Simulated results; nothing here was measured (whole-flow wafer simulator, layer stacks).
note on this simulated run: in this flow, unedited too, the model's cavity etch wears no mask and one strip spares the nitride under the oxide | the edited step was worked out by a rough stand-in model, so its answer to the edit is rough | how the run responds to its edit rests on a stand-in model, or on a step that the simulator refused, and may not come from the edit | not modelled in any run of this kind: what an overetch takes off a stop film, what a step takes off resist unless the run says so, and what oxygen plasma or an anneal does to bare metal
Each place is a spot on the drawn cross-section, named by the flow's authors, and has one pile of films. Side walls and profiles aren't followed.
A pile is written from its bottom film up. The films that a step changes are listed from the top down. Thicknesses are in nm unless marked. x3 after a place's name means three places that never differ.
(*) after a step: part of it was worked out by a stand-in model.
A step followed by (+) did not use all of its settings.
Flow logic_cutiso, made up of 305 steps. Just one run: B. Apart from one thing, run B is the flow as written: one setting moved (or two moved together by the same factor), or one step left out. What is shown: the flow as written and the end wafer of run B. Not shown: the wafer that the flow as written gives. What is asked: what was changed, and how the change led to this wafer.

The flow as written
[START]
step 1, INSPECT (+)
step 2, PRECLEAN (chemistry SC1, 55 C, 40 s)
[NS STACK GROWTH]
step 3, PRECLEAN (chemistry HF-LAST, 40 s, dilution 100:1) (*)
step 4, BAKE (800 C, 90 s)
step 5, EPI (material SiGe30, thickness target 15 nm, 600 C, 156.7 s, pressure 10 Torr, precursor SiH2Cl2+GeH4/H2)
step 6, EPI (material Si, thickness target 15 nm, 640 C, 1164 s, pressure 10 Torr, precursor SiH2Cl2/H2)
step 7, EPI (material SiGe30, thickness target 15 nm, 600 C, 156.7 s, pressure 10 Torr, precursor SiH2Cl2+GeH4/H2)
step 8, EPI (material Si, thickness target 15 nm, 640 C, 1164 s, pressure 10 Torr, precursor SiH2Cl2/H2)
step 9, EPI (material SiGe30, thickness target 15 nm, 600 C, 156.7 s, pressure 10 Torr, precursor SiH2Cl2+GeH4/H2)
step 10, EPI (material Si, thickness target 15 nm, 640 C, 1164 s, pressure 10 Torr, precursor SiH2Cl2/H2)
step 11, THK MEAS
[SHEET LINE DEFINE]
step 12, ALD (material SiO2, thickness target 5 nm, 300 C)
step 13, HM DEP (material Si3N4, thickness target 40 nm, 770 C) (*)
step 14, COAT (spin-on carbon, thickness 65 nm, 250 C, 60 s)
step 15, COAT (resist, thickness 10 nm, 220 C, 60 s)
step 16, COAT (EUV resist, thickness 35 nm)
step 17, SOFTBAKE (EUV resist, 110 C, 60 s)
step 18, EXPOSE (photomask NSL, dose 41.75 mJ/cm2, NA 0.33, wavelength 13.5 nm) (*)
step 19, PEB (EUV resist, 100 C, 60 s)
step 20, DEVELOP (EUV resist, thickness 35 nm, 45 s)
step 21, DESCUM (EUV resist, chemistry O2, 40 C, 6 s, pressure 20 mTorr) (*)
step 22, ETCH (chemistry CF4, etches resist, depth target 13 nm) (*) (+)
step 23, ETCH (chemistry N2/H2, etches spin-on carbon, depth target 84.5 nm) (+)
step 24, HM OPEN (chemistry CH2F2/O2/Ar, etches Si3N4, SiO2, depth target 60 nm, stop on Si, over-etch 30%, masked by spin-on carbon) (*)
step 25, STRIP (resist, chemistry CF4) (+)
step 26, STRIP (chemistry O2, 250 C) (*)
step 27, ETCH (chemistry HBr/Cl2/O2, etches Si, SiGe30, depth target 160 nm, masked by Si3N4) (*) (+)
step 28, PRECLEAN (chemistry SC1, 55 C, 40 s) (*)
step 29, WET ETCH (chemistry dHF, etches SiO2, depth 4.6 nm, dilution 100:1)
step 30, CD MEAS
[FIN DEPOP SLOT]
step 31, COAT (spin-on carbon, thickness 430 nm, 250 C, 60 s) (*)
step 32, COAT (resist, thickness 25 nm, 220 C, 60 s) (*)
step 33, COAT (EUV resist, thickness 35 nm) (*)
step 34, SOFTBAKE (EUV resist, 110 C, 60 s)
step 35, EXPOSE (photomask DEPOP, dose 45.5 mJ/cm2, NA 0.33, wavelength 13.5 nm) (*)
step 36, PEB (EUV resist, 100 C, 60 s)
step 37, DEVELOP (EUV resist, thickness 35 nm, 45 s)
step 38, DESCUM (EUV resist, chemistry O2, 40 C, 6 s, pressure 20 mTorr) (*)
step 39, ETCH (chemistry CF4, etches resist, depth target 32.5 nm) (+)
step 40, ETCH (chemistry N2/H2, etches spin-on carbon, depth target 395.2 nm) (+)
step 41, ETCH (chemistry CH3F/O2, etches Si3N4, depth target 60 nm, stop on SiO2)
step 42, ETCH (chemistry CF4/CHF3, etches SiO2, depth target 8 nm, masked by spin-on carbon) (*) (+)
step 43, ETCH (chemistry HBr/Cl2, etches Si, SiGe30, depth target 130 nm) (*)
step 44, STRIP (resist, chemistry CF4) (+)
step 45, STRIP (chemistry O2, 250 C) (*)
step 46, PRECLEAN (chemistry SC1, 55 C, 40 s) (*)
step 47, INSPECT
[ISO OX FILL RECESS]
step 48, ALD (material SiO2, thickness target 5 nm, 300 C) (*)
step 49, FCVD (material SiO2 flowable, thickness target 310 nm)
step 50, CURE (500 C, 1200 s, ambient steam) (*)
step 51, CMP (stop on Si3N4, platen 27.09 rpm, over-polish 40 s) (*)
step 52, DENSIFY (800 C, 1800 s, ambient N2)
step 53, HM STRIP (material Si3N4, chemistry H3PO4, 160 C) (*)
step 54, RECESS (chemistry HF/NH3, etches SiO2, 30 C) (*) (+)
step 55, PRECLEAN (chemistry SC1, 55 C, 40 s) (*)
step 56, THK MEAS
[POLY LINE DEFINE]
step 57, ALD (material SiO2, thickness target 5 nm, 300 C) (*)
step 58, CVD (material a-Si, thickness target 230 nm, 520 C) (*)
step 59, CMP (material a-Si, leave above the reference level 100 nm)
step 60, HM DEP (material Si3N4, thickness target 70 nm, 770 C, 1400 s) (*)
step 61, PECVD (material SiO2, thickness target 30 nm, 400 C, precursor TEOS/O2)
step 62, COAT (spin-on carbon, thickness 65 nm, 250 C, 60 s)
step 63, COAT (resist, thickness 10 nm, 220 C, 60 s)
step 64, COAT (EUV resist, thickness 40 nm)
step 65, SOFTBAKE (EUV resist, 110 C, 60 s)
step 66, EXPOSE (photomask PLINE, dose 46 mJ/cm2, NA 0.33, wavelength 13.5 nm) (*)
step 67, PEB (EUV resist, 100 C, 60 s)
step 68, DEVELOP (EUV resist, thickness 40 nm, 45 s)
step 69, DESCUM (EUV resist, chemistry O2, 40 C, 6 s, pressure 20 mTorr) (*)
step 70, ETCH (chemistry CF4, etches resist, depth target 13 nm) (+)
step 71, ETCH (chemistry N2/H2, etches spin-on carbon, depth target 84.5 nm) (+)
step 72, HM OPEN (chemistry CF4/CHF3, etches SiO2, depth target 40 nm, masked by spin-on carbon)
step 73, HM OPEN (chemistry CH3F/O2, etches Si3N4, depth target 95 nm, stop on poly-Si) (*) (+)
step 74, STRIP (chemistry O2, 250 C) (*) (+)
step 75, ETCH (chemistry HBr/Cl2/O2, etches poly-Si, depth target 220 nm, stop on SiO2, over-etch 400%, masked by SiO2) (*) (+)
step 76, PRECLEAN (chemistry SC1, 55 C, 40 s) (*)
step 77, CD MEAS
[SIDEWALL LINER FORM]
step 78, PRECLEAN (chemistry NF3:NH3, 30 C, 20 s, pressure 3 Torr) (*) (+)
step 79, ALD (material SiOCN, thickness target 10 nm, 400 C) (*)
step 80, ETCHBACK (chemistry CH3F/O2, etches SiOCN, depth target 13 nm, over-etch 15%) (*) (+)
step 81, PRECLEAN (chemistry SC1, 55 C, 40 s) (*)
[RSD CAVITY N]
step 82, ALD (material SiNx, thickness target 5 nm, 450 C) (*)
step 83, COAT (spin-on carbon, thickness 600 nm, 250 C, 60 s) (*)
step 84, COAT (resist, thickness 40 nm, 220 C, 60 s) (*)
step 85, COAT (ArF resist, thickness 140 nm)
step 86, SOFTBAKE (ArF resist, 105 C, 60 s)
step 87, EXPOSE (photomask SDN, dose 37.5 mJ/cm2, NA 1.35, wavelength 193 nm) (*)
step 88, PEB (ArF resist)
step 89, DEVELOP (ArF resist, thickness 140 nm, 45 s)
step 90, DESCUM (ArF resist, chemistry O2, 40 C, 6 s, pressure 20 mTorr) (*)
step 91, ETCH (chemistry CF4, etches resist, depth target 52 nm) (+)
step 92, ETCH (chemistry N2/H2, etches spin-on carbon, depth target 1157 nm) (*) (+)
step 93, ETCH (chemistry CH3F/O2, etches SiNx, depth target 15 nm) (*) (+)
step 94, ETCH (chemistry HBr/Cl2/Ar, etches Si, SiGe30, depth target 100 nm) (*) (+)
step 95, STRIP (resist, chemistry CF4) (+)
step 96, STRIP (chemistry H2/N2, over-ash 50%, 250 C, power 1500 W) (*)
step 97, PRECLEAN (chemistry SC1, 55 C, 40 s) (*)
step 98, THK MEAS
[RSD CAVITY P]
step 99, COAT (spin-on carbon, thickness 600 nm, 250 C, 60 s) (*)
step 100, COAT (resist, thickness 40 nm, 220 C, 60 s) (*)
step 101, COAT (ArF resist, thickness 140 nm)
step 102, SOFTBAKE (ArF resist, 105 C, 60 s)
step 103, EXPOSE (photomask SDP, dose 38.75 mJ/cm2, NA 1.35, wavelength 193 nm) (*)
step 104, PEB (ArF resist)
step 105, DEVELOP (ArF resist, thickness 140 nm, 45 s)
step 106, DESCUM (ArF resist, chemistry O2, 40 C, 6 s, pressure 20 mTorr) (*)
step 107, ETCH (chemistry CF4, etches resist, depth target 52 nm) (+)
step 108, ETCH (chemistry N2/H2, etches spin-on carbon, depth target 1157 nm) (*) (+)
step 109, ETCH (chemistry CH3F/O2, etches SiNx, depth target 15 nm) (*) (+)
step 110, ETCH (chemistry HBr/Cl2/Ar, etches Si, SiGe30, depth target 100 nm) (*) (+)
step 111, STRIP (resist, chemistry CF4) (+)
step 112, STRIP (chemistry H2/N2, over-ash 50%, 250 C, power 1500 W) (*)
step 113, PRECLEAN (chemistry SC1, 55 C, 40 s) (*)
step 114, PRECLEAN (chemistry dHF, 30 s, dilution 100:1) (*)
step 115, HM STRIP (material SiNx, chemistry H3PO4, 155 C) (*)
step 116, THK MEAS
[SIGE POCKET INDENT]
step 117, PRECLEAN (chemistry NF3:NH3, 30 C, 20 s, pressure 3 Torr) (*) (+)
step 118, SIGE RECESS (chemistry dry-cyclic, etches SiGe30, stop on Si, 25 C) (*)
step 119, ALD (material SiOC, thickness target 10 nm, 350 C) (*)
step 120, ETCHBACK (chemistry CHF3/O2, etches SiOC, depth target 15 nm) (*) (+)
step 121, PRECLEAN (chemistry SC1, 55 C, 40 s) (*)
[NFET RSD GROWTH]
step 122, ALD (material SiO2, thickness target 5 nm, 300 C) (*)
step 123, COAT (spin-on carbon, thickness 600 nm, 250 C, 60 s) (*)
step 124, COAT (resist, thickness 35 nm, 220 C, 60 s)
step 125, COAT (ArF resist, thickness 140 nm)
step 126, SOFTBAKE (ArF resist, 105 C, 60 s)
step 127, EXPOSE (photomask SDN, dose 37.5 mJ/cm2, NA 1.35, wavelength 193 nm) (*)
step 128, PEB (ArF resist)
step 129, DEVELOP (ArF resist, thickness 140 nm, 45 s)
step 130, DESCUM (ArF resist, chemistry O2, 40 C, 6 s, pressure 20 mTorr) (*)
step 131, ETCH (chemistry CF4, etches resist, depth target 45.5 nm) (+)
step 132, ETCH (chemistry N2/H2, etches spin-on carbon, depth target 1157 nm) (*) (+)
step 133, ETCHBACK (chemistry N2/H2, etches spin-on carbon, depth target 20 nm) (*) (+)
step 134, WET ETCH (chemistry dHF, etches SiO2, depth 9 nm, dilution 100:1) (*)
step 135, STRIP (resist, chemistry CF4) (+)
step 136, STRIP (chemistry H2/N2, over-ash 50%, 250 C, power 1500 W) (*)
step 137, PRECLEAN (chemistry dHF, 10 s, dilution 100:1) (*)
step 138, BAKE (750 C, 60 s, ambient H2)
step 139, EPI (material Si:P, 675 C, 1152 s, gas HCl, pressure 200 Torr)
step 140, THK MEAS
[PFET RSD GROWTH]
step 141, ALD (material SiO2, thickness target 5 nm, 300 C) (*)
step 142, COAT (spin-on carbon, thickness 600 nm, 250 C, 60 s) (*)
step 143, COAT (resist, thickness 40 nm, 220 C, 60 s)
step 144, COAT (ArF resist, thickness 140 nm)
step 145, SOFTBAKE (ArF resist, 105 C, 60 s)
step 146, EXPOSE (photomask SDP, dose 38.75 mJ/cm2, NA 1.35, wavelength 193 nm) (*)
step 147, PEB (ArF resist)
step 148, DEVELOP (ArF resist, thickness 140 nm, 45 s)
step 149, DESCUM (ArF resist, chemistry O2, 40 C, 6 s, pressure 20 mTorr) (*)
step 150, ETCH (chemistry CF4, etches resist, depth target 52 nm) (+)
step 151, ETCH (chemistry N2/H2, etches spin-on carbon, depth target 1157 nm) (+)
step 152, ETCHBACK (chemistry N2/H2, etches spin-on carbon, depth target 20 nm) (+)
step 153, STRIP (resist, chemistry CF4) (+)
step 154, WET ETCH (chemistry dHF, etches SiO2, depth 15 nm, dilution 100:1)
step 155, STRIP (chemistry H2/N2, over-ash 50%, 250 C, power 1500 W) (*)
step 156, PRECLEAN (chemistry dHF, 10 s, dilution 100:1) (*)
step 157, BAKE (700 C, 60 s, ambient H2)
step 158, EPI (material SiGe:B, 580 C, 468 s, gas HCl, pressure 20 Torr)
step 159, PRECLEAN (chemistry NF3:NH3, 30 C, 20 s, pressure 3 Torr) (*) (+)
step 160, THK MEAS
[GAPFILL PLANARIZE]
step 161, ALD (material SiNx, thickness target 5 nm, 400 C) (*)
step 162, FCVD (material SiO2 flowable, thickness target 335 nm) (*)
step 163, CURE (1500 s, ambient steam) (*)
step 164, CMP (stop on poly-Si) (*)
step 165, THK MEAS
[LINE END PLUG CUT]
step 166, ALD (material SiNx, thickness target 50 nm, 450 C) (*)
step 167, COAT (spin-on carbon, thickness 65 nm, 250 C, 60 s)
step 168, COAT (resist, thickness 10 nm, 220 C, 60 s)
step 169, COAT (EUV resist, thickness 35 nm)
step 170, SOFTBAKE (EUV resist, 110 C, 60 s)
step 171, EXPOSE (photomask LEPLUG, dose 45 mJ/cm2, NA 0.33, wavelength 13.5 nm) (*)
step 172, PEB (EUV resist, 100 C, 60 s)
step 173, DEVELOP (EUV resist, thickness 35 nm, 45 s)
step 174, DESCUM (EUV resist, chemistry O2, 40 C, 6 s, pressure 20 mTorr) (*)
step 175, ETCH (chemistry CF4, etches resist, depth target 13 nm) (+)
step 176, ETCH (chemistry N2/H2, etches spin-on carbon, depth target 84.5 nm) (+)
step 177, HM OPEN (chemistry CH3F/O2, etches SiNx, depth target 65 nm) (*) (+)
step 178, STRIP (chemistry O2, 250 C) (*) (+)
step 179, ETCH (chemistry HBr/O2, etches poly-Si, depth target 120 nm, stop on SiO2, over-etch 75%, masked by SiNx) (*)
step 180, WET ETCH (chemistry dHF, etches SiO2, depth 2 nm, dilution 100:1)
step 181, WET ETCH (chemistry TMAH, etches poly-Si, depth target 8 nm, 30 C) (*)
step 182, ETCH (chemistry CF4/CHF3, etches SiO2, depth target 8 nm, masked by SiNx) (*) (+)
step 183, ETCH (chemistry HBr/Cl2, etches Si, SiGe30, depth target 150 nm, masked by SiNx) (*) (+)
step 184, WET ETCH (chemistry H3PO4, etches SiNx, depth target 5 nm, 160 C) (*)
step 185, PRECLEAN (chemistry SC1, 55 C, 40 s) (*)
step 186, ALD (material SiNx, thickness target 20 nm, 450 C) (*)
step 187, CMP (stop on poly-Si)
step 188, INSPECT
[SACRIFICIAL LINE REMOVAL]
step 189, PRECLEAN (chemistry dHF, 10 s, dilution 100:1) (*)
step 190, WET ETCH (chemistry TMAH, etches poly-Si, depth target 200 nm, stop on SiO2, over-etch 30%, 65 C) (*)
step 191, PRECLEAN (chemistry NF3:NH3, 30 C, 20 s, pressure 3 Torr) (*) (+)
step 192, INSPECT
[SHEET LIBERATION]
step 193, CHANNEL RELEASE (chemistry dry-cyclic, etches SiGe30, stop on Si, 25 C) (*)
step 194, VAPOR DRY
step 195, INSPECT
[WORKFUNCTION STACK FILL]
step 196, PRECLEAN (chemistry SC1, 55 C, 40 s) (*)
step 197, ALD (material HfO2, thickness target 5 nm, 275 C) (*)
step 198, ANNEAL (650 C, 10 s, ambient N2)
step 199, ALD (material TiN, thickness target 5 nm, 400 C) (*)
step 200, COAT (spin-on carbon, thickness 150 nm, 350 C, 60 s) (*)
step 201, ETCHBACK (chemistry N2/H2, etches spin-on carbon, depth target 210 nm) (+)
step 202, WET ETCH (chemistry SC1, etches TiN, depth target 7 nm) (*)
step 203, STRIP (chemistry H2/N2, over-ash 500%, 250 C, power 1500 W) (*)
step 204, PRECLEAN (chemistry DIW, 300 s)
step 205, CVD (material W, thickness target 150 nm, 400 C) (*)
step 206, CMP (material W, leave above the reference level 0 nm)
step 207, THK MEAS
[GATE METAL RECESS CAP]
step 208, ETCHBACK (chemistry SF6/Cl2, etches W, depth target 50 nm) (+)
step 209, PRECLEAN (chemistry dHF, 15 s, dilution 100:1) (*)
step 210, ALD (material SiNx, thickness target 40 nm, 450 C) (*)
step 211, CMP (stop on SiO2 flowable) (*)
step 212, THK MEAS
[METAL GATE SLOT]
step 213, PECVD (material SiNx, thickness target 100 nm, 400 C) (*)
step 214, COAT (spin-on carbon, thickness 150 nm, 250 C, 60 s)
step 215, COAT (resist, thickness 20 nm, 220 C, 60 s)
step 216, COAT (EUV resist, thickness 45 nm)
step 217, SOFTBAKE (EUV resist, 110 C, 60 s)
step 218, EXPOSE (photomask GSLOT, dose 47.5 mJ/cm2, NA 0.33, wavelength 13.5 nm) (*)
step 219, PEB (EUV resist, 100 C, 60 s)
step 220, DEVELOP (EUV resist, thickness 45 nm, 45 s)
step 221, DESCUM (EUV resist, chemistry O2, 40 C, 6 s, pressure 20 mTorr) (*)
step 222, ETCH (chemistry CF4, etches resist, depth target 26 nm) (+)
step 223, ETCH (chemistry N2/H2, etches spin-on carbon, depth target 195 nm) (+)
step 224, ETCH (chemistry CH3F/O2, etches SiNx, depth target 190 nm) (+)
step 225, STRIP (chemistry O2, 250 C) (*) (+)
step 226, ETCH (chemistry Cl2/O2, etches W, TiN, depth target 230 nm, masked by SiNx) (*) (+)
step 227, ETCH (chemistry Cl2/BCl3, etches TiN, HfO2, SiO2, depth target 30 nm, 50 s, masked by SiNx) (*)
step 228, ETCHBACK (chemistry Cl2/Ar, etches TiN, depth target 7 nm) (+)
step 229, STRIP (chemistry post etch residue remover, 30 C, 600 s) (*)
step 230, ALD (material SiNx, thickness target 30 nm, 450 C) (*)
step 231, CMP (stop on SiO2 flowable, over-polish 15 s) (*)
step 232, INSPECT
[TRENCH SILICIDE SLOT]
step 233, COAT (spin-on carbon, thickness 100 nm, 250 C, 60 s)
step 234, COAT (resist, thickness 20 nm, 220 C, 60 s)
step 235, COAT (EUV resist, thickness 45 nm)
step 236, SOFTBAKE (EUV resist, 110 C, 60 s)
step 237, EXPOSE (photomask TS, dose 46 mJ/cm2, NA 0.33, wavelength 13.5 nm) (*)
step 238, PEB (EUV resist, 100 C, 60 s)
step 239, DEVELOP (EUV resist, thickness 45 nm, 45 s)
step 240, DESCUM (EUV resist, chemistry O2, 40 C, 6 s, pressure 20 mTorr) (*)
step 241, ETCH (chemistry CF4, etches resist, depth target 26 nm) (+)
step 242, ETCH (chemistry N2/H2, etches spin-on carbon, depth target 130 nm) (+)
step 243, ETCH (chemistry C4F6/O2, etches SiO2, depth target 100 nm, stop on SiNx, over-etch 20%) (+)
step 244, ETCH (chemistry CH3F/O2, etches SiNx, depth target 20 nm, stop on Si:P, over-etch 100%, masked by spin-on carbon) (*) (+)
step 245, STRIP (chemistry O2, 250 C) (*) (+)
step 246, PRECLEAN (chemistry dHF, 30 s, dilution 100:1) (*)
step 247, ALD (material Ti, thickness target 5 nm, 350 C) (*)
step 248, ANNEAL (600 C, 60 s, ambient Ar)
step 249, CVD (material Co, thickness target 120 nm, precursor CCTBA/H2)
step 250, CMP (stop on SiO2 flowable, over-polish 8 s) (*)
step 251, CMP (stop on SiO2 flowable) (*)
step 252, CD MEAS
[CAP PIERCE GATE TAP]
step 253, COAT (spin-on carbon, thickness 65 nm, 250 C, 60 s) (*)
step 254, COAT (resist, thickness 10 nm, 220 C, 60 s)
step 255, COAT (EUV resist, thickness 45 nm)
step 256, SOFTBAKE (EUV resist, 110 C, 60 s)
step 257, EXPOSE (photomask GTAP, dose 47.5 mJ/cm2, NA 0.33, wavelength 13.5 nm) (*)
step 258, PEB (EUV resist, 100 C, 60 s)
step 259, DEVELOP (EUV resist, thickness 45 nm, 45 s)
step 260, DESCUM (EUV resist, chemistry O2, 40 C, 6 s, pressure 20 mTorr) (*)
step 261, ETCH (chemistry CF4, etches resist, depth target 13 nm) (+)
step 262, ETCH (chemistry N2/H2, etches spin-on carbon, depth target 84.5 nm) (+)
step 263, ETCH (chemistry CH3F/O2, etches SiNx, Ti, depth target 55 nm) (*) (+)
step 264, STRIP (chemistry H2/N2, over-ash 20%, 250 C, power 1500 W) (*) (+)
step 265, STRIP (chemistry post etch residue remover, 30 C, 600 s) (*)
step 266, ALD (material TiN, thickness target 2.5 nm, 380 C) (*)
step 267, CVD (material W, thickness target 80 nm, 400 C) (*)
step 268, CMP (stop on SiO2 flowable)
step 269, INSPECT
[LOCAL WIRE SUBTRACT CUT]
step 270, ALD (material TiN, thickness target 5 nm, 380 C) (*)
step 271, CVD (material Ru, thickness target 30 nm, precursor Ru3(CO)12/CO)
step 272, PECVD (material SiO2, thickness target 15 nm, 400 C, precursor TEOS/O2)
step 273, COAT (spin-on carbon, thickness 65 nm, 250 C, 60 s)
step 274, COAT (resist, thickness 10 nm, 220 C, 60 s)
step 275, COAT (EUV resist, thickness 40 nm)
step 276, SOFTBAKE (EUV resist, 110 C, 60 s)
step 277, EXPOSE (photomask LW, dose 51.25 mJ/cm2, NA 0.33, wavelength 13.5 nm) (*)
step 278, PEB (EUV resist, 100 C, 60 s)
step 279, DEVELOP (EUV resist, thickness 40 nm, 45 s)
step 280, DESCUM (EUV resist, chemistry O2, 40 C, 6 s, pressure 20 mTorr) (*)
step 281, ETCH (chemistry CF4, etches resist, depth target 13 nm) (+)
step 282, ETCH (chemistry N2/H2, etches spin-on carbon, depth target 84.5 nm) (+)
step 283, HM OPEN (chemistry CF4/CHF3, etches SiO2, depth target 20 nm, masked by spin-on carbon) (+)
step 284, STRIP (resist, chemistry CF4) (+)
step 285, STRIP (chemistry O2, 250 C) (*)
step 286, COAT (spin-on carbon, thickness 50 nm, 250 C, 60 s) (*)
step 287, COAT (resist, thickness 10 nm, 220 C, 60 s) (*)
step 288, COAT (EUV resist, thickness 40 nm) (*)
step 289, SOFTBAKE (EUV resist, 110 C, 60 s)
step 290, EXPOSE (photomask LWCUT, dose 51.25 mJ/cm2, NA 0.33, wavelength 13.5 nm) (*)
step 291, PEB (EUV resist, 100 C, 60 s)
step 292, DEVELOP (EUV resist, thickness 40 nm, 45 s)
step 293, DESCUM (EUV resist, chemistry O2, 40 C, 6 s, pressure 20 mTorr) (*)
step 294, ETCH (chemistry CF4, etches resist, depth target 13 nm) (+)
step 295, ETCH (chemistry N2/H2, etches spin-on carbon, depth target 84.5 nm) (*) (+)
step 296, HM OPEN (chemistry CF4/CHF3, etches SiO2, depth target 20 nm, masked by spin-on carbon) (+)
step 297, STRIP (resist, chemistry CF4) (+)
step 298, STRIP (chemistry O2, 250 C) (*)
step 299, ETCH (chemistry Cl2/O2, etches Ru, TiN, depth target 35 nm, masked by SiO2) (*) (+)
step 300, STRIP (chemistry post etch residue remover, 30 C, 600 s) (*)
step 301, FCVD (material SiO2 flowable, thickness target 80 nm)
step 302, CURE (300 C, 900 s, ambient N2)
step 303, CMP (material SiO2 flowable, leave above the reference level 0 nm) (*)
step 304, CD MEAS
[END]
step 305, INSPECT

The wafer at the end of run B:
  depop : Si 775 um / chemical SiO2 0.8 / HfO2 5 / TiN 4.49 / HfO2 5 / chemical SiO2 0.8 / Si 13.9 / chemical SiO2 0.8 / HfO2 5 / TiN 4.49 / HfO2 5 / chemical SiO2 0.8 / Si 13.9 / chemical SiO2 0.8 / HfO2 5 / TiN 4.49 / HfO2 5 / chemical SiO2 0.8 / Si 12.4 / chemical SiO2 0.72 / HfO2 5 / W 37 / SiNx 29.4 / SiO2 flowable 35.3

Cause: step 42, ETCH: depth target 3.2 nm was run, though the flow has depth target 8 nm.

How this came from the change, step by step:
  step 42, ETCH (chemistry CF4/CHF3, etches SiO2, depth target 8 nm, masked by spin-on carbon) (*) (+)
      depop: SiO2 loses 3.2 (it would be, as written: SiO2 loses 4.92 (all of it), Si loses 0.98)
      gl: resist loses 3.2 (it would be, as written: resist loses 6.54 (all of it), spin-on carbon loses 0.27)
      (and at 20 other places as well)
  step 43, ETCH (chemistry HBr/Cl2, etches Si, SiGe30, depth target 130 nm) (*)
      glp, tap: resist loses 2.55 (all of it), spin-on carbon loses 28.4 (it would be, as written: spin-on carbon loses 32)
      depop: nothing (it would be, as written: Si loses 14 (all of it), SiGe30 loses 15 (all of it), Si loses 15 (all of it), SiGe30 loses 15 (all of it), Si loses 15 (all of it), SiGe30 loses 15 (all of it), Si loses 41)
      (and at 18 other places as well)
  step 44, STRIP (resist, chemistry CF4) (+)
      depop: SiO2 loses 1.72 (all of it) (it would be, as written: nothing)
  step 45, STRIP (chemistry O2, 250 C) (*)
      dpovl: chemical SiO2 gains 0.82 (new film), spin-on carbon loses 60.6 (all of it), Si loses 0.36 (it would be, as written: chemical SiO2 gains 0.82 (new film), spin-on carbon loses 59.3 (all of it), Si loses 0.36)
  step 49, FCVD (material SiO2 flowable, thickness target 310 nm)
      dpovl, nsgap: SiO2 flowable gains 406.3 (new film) (it would be, as written: SiO2 flowable gains 392.6 (new film))
      depop: SiO2 flowable gains 242.6 (new film) (it would be, as written: SiO2 flowable gains 359.9 (new film))
      (and at 2 other places as well)
  step 51, CMP (stop on Si3N4, platen 27.09 rpm, over-polish 40 s) (*)
      depop: SiO2 flowable loses 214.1 (it would be, as written: SiO2 flowable loses 200.5)
      dpovl: SiO2 flowable loses 214 (it would be, as written: SiO2 flowable loses 200.4)
      (and at 3 other places as well)
  step 52, DENSIFY (800 C, 1800 s, ambient N2)
      depop: SiO2 flowable loses 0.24 (it would be, as written: SiO2 flowable loses 2.32)
      dpovl: SiO2 flowable loses 2.27 (it would be, as written: SiO2 flowable loses 2.82)
  step 54, RECESS (chemistry HF/NH3, etches SiO2, 30 C) (*) (+)
      depop: SiO2 flowable loses 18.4 (all of it), SiO2 loses 5 (all of it), chemical SiO2 loses 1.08 (all of it) (it would be, as written: SiO2 flowable loses 111.9)
  step 55, PRECLEAN (chemistry SC1, 55 C, 40 s) (*)
      depop: chemical SiO2 gains 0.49 (new film), Si loses 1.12 (it would be, as written: SiO2 flowable loses 0.06)
  step 58, CVD (material a-Si, thickness target 230 nm, 520 C) (*)
      depop: a-Si gains 230 (new film) (it would be, as written: a-Si gains 319.4 (new film))
  step 60, HM DEP (material Si3N4, thickness target 70 nm, 770 C, 1400 s) (*)
      depop: Si3N4 gains 70 (new film), poly-Si gains 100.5 (new film), a-Si loses 100.5 (all of it) (it would be, as written: Si3N4 gains 70 (new film), poly-Si gains 189.4 (new film), a-Si loses 189.4 (all of it))
  step 190, WET ETCH (chemistry TMAH, etches poly-Si, depth target 200 nm, stop on SiO2, over-etch 30%, 65 C) (*)
      depop: poly-Si loses 100.5 (all of it) (it would be, as written: poly-Si loses 189.4 (all of it))
  step 191, PRECLEAN (chemistry NF3:NH3, 30 C, 20 s, pressure 3 Torr) (*) (+)
      depop: SiO2 loses 5 (all of it), chemical SiO2 loses 0.49 (all of it) (it would be, as written: SiO2 loses 5 (all of it), SiO2 flowable loses 2.58)
  step 193, CHANNEL RELEASE (chemistry dry-cyclic, etches SiGe30, stop on Si, 25 C) (*)
      depop: chemical SiO2 gains 0.8 (new film), Si loses 0.99, chemical SiO2 gains 0.8 (new film), cavity gains 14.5 (new film), chemical SiO2 gains 0.8 (new film), SiGe30 loses 15 (all of it), Si loses 1.08, chemical SiO2 gains 0.8 (new film), cavity gains 14.5 (new film), chemical SiO2 gains 0.8 (new film), SiGe30 loses 15 (all of it), Si loses 1.08, chemical SiO2 gains 0.8 (new film), cavity gains 14.5 (new film), chemical SiO2 gains 0.8 (new film), SiGe30 loses 15 (all of it), Si loses 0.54 (it would be, as written: nothing)
  step 197, ALD (material HfO2, thickness target 5 nm, 275 C) (*)
      depop: HfO2 gains 5 (new film), HfO2 gains 5 (new film), cavity loses 10, HfO2 gains 5 (new film), HfO2 gains 5 (new film), cavity loses 10, HfO2 gains 5 (new film), HfO2 gains 5 (new film), cavity loses 10, HfO2 gains 5 (new film) (it would be, as written: HfO2 gains 5 (new film))
  step 199, ALD (material TiN, thickness target 5 nm, 400 C) (*)
      depop: TiN gains 5 (new film), TiN gains 4.49 (new film), cavity loses 4.49 (all of it), TiN gains 4.49 (new film), cavity loses 4.49 (all of it), TiN gains 4.49 (new film), cavity loses 4.49 (all of it) (it would be, as written: TiN gains 5 (new film))
  ... 2 further steps ...
  step 205, CVD (material W, thickness target 150 nm, 400 C) (*)
      depop: W gains 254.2 (new film) (it would be, as written: W gains 345.5 (new film))
With metal films that touch counted as one body, depop has 4 bodies (between them, from the top down: HfO2 5 / chemical SiO2 0.72 / Si 12.4 / chemical SiO2 0.8 / HfO2 5; HfO2 5 / chemical SiO2 0.8 / Si 13.9 / chemical SiO2 0.8 / HfO2 5; HfO2 5 / chemical SiO2 0.8 / Si 13.9 / chemical SiO2 0.8 / HfO2 5); the flow as written gives 1 body.
